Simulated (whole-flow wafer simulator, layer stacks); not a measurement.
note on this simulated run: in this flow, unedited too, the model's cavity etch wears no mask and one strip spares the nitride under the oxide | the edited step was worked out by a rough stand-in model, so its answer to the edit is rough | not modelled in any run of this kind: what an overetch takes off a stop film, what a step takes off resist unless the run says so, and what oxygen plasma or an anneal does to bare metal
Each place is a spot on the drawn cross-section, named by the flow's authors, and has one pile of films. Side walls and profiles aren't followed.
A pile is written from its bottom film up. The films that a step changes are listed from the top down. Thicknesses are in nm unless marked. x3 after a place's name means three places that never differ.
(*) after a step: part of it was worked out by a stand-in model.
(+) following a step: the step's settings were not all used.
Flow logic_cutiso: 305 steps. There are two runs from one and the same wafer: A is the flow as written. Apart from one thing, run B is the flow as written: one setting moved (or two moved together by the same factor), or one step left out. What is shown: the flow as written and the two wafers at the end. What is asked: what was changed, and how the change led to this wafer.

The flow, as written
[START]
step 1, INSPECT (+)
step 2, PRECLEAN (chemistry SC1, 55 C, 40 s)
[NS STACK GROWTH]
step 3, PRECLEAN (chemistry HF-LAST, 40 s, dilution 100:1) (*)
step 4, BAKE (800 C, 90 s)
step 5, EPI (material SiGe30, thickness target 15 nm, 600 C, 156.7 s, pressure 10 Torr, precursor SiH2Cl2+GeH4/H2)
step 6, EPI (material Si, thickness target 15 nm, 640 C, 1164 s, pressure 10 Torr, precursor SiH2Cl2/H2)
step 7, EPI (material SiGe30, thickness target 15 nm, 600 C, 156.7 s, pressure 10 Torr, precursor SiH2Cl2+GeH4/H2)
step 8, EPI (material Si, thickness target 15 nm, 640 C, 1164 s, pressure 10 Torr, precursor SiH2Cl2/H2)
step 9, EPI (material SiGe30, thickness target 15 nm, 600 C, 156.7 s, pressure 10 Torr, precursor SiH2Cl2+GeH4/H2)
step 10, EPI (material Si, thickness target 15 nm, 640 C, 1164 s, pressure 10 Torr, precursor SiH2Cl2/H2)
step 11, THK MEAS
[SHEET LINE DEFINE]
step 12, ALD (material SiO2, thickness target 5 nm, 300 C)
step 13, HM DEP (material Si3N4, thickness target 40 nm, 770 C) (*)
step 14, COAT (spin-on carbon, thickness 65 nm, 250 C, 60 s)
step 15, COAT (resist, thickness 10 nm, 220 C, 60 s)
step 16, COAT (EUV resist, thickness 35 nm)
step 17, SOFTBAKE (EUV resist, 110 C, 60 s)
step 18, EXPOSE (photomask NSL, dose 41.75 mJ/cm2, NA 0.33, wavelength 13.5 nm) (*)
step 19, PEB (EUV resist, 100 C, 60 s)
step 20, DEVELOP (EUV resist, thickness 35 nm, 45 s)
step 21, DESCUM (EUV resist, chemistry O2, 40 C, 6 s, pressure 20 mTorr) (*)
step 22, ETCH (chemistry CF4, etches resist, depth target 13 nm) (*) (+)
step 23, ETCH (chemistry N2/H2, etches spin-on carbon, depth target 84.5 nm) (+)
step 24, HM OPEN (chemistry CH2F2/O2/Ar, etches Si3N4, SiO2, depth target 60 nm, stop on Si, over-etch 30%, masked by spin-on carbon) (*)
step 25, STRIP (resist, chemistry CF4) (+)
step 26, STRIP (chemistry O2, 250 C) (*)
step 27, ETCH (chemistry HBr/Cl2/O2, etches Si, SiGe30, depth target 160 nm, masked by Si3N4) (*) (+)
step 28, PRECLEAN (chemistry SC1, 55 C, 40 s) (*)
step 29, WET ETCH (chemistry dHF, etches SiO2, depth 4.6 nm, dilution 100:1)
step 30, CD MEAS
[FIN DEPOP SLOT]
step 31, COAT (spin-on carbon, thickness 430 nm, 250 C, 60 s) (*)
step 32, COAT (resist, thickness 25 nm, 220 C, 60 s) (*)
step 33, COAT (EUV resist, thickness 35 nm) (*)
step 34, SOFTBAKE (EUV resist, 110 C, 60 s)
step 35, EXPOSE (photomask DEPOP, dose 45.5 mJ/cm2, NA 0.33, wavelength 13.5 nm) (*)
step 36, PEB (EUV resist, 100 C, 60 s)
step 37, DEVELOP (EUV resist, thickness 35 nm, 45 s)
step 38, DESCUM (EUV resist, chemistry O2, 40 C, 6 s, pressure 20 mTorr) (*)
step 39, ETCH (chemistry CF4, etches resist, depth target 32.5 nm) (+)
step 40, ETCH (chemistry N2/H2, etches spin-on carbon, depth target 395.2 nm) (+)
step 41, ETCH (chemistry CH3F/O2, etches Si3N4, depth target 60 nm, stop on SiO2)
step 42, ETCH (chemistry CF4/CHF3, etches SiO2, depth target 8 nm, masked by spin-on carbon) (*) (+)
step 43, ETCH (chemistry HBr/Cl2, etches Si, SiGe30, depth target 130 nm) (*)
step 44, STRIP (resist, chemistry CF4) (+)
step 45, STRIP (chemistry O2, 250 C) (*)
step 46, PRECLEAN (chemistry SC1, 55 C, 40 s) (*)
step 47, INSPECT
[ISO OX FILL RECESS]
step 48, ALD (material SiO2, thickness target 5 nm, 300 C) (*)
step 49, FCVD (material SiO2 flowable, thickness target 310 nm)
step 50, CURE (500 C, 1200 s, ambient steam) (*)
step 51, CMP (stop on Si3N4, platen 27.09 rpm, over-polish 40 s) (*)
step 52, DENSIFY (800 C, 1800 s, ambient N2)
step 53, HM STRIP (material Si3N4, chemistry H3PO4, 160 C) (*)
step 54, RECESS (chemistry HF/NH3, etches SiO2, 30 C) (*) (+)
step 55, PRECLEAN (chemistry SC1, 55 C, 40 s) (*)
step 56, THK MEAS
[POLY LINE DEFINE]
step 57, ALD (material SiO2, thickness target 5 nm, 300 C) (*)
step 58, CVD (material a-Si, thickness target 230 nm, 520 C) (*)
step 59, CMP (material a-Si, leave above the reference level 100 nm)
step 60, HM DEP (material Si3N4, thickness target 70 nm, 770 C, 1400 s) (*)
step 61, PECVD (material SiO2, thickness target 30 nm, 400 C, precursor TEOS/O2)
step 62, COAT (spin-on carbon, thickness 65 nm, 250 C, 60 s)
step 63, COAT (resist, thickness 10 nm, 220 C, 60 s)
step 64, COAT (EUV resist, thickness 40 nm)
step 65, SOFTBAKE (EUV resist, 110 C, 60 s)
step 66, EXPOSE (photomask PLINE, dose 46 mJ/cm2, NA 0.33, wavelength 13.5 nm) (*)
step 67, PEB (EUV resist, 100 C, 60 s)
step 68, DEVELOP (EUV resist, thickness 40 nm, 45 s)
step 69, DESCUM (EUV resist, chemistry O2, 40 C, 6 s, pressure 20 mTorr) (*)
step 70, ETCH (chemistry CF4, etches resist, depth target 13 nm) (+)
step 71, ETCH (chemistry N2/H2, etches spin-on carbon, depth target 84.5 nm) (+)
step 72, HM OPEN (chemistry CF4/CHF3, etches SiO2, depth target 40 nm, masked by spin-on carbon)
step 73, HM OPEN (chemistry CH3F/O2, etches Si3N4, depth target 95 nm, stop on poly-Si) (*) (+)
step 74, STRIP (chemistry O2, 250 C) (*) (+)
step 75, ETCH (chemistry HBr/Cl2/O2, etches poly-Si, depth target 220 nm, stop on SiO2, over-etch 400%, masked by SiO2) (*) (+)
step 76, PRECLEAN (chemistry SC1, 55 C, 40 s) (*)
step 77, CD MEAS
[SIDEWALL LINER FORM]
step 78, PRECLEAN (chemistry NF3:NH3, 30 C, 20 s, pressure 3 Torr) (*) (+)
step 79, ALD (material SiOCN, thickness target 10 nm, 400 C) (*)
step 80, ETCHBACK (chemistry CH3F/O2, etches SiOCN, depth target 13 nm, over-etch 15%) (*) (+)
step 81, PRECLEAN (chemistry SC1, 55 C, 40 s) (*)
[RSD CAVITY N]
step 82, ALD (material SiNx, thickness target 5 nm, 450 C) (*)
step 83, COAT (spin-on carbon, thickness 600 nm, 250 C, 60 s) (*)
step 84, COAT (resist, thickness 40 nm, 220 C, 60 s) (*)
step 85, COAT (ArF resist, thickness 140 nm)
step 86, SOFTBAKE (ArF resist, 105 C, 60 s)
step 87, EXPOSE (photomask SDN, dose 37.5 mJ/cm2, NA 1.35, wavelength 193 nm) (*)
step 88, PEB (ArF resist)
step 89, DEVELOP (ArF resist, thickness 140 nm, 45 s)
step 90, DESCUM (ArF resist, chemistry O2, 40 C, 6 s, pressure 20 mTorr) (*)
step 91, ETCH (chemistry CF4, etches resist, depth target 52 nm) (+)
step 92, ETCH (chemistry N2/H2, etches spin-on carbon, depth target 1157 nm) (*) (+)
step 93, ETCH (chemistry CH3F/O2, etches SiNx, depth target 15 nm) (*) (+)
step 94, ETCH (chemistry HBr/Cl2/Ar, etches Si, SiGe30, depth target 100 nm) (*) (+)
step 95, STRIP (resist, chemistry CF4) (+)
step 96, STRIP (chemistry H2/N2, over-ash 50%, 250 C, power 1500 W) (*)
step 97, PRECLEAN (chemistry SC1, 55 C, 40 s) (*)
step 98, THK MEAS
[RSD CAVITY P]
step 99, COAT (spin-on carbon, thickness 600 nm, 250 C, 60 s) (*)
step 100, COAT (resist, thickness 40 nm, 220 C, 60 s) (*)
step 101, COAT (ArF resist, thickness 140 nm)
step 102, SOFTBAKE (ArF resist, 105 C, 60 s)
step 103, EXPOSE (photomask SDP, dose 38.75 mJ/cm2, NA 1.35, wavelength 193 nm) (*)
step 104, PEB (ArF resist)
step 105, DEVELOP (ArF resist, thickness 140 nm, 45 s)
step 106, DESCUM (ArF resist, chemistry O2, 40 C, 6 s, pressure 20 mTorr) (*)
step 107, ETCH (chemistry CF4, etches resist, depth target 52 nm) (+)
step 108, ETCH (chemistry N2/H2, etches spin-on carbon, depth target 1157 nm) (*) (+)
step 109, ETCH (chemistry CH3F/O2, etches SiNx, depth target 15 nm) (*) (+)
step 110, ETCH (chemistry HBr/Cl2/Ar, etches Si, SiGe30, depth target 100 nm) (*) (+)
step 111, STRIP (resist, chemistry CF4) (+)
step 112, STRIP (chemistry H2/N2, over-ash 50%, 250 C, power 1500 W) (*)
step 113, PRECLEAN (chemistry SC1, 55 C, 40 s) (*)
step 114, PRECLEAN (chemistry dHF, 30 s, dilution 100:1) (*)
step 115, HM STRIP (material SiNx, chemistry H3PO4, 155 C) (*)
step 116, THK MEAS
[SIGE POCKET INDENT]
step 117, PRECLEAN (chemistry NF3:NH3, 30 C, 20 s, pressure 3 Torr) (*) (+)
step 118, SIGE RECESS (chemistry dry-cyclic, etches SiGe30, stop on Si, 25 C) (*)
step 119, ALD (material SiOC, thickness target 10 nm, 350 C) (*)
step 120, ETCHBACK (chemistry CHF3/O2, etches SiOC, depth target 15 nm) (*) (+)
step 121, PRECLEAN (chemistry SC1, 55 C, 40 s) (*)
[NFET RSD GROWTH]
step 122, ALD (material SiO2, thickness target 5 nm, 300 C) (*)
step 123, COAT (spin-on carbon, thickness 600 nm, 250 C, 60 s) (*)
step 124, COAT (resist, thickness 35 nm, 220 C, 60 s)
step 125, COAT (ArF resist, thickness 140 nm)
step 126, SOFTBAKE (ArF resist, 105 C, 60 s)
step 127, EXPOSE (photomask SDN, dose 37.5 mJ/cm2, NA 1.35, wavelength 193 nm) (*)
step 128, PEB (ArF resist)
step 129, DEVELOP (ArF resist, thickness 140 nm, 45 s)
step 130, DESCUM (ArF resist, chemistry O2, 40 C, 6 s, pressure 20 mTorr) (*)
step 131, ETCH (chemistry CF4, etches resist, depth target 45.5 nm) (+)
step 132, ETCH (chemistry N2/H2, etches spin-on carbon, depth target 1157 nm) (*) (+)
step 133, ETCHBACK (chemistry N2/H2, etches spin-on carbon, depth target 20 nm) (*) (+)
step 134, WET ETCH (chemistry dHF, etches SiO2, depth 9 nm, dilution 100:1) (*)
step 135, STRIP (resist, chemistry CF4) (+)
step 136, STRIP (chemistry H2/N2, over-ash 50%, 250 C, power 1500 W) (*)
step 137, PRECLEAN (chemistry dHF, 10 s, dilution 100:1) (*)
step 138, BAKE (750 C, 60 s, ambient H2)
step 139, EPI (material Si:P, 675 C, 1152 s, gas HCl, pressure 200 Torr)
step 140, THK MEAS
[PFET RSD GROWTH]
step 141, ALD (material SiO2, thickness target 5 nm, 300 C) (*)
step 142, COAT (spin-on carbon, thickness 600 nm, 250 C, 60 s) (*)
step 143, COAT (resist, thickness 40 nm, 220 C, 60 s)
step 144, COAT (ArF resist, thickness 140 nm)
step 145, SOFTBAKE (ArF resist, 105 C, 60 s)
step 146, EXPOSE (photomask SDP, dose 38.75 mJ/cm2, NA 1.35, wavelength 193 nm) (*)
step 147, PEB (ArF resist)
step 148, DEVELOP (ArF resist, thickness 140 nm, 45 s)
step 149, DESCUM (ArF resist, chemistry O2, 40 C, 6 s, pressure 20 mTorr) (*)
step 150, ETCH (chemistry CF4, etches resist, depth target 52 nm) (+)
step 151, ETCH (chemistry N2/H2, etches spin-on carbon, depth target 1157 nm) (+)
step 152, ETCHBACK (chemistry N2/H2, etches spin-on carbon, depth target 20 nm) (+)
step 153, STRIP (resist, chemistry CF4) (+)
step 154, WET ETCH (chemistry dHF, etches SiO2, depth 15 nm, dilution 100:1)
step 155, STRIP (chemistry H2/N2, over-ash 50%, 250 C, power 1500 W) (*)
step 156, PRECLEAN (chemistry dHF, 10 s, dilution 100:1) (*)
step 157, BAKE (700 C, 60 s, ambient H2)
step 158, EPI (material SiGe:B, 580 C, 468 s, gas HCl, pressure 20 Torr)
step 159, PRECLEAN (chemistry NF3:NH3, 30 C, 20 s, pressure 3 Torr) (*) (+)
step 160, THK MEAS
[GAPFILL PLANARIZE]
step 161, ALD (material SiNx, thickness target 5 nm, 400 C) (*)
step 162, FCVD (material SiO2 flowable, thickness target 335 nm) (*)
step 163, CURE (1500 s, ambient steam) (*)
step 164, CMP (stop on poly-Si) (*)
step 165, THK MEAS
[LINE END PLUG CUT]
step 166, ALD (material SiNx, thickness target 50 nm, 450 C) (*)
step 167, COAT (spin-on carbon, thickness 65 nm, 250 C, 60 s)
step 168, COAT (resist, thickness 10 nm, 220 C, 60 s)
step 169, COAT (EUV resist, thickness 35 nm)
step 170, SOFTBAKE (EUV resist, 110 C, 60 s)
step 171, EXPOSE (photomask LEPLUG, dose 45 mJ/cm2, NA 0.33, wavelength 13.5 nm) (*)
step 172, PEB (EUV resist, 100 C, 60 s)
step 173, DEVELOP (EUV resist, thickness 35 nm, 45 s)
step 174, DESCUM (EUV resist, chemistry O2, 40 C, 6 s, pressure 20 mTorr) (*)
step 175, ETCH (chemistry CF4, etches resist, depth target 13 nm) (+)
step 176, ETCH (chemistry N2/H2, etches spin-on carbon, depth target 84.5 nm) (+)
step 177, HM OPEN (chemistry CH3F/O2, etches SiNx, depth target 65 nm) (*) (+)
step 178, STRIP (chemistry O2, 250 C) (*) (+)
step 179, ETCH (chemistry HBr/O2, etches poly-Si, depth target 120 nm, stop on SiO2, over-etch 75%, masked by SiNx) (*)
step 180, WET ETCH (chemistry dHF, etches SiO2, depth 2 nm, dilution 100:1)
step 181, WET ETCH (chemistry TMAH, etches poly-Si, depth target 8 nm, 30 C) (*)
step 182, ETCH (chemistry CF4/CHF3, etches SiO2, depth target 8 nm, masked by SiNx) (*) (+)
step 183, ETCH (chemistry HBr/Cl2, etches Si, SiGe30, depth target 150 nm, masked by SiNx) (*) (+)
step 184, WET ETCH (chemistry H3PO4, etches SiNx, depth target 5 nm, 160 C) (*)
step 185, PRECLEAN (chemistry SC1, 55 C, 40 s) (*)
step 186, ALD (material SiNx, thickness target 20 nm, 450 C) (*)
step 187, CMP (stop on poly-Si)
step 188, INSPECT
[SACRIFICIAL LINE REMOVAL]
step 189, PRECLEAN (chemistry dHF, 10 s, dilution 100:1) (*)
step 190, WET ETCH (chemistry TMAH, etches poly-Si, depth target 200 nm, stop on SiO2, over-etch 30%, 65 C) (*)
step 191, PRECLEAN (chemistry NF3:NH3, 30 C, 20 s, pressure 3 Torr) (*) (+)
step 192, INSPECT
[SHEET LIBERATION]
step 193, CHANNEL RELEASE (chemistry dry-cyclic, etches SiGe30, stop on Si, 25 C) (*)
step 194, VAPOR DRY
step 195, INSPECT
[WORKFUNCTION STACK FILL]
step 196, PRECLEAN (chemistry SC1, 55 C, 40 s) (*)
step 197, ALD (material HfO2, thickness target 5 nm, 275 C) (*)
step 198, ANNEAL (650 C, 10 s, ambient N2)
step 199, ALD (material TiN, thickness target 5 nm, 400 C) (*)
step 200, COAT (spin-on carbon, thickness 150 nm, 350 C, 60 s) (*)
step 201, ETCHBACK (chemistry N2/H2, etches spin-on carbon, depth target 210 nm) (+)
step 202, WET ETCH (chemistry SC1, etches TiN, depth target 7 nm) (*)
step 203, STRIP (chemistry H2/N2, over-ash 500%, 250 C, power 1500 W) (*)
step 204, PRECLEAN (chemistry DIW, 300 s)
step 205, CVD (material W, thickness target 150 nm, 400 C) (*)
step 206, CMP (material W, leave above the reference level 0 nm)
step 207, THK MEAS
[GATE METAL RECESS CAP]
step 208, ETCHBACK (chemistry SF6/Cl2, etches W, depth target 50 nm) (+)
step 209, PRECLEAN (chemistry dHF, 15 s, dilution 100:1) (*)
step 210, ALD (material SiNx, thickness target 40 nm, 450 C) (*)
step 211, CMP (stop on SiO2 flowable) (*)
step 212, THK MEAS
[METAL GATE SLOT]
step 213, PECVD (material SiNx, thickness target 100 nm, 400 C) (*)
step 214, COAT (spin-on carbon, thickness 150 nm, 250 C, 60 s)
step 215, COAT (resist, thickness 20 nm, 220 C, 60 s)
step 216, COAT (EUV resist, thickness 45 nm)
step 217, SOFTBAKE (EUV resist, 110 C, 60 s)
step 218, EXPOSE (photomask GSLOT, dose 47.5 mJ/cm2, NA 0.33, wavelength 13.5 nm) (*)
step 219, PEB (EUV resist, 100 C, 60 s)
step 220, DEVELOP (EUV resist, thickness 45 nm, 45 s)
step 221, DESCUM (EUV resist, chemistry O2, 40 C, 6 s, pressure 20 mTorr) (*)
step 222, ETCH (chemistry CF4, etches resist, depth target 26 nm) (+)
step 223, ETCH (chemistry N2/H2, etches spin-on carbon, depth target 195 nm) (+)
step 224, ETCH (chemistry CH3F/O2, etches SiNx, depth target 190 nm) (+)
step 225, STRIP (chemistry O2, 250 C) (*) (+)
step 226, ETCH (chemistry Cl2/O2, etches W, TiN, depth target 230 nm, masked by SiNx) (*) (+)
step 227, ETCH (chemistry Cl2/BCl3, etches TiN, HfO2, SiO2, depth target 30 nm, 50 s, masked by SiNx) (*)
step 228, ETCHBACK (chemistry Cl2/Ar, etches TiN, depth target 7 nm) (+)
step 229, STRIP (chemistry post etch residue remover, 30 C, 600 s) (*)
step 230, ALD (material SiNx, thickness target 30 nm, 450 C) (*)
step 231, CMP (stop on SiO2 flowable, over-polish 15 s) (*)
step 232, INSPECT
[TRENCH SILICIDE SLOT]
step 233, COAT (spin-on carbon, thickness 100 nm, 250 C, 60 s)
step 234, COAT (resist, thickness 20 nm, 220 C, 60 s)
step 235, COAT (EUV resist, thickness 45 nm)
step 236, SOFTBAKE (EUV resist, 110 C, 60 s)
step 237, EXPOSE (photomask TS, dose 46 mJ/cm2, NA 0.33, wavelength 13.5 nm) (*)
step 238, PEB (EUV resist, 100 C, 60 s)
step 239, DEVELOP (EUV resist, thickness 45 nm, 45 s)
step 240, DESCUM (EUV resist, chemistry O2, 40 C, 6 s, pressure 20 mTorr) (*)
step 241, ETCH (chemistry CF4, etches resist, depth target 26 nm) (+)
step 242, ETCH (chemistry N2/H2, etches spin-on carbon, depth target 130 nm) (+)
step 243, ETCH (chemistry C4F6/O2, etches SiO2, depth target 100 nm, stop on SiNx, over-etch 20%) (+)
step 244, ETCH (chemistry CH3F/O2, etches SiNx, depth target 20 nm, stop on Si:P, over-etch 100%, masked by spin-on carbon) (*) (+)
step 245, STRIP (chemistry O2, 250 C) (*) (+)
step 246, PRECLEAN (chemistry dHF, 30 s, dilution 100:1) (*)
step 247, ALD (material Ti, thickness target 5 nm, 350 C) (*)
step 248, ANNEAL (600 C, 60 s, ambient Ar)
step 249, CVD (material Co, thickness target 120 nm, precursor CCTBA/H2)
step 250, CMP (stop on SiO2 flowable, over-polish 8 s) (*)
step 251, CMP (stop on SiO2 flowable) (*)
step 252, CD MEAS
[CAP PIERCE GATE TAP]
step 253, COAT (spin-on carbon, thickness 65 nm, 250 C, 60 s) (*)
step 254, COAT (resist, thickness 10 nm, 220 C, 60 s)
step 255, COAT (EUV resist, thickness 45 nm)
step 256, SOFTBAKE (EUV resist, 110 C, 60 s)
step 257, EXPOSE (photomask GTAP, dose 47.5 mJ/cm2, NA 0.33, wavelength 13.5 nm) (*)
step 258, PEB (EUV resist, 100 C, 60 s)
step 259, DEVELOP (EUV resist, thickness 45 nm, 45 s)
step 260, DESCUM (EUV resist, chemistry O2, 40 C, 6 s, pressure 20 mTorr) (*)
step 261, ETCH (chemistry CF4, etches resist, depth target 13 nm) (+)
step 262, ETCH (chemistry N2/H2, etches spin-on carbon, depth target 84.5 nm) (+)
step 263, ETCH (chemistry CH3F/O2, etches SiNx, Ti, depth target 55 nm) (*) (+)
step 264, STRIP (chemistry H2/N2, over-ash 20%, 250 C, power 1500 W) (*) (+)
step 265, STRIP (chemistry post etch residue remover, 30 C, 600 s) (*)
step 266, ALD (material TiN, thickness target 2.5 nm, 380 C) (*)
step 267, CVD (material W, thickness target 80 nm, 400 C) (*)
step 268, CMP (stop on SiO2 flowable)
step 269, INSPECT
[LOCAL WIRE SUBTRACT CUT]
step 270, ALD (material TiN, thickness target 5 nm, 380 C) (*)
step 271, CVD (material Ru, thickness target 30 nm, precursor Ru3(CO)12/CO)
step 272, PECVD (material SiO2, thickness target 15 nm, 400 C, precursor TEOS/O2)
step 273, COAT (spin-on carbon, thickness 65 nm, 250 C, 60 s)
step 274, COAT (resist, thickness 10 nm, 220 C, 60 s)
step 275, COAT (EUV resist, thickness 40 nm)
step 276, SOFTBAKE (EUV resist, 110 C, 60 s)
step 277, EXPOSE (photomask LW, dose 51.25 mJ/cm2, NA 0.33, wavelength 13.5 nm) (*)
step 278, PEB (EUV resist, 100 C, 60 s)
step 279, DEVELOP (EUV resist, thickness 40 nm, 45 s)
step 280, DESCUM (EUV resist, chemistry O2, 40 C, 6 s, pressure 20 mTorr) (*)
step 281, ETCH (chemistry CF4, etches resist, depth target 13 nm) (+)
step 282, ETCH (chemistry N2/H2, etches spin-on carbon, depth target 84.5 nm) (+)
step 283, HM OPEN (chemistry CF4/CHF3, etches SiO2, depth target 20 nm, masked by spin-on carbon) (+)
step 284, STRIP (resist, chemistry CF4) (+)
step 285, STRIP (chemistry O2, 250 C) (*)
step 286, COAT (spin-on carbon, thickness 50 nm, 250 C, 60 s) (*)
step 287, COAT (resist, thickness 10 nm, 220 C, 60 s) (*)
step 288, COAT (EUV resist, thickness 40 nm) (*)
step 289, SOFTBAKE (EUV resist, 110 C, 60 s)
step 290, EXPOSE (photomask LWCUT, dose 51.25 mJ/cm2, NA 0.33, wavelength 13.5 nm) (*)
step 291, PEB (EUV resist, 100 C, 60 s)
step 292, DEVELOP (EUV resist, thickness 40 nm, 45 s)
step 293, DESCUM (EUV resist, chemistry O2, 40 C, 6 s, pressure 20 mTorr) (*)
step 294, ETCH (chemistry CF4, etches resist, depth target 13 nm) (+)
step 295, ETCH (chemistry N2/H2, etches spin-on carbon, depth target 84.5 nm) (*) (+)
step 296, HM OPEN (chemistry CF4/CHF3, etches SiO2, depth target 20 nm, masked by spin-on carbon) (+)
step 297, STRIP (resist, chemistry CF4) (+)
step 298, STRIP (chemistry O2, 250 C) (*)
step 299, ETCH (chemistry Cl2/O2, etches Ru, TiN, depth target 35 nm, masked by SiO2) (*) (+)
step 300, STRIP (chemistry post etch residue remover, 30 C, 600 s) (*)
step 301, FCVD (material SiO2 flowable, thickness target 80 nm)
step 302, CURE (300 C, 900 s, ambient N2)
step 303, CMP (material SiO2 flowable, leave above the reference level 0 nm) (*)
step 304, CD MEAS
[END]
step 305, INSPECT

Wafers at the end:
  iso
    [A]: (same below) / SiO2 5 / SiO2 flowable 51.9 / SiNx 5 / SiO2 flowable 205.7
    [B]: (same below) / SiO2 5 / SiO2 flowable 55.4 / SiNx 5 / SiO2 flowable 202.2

The reason: step 119, ALD: thickness target 13.5 nm was run, while the flow as written has thickness target 10 nm.

How this came from the change, step by step:
  step 119, ALD (material SiOC, thickness target 10 nm, 350 C) (*)
      depop, dpovl, gfld and 14 more: A +10 SiOC (new film) | B +13.5 SiOC (new film)
      lnr, lnrp, lnrt: A +10 SiOC (new film), +16 SiOC (new film), -16 cavity (all of it), +16 SiOC (new film), -16 cavity (all of it), +16 SiOC (new film), -16 cavity (all of it) | B +13.5 SiOC (new film), +16 SiOC (new film), -16 cavity (all of it), +16 SiOC (new film), -16 cavity (all of it), +16 SiOC (new film), -16 cavity (all of it)
      (also at 2 further places)
  step 120, ETCHBACK (chemistry CHF3/O2, etches SiOC, depth target 15 nm) (*) (+)
      gl, tap: A -10 SiOC (all of it), -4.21 SiO2 (all of it), -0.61 Si3N4 | B -13.5 SiOC (all of it), -1.5 SiO2
      glp: A -10 SiOC (all of it), -4.25 SiO2 (all of it), -0.58 Si3N4 | B -13.5 SiOC (all of it), -1.5 SiO2
      (also at 19 further places)
  step 122, ALD (material SiO2, thickness target 5 nm, 300 C) (*)
      gl, glp, tap: A +5 SiO2 (new film) | B +5 SiO2
      gxn: A +6.76 SiO2 (new film) | B +5 SiO2
      (also at 1 further place)
  step 132, ETCH (chemistry N2/H2, etches spin-on carbon, depth target 1157 nm) (*) (+)
      gl, tap: A -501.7 spin-on carbon (all of it), -5 SiO2 (all of it), -0.5 Si3N4 | B -500.1 spin-on carbon (all of it), -6.08 SiO2
  step 133, ETCHBACK (chemistry N2/H2, etches spin-on carbon, depth target 20 nm) (*) (+)
      gl, tap: A -0.56 Si3N4 | B -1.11 SiO2
      gxn: A -0.7 SiO2 (all of it), -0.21 Si3N4 | B -1.11 SiO2
  step 134, WET ETCH (chemistry dHF, etches SiO2, depth 9 nm, dilution 100:1) (*)
      gxn: A -0.34 Si3N4 | B -1.85 SiO2 (all of it), -0.21 Si3N4
  step 141, ALD (material SiO2, thickness target 5 nm, 300 C) (*)
      gxn: A +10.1 SiO2 (new film) | B +11.4 SiO2 (new film)
  step 153, STRIP (resist, chemistry CF4) (+)
      gxp: A -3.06 SiO2 (all of it) | B -5.33 SiO2
      glp: A -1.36 SiO2 (all of it) | B -4 SiO2 (all of it)
  step 161, ALD (material SiNx, thickness target 5 nm, 400 C) (*)
      gxp: A +5 SiNx (new film) | B +5.65 SiNx (new film)
  step 164, CMP (stop on poly-Si) (*)
      depop, dpovl, isow, ns, nsgap: A -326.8 SiO2 flowable (all of it), -5 SiNx (all of it), -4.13 SiO2 (all of it), -70 Si3N4 (all of it) | B -326.8 SiO2 flowable (all of it), -5 SiNx (all of it), -7.63 SiO2 (all of it), -70 Si3N4 (all of it)
      gfld, gxf: A -251.9 SiO2 flowable (all of it), -5 SiNx (all of it), -4.13 SiO2 (all of it), -70 Si3N4 (all of it) | B -250.2 SiO2 flowable (all of it), -5 SiNx (all of it), -7.63 SiO2 (all of it), -70 Si3N4 (all of it)
      (also at 9 further places)
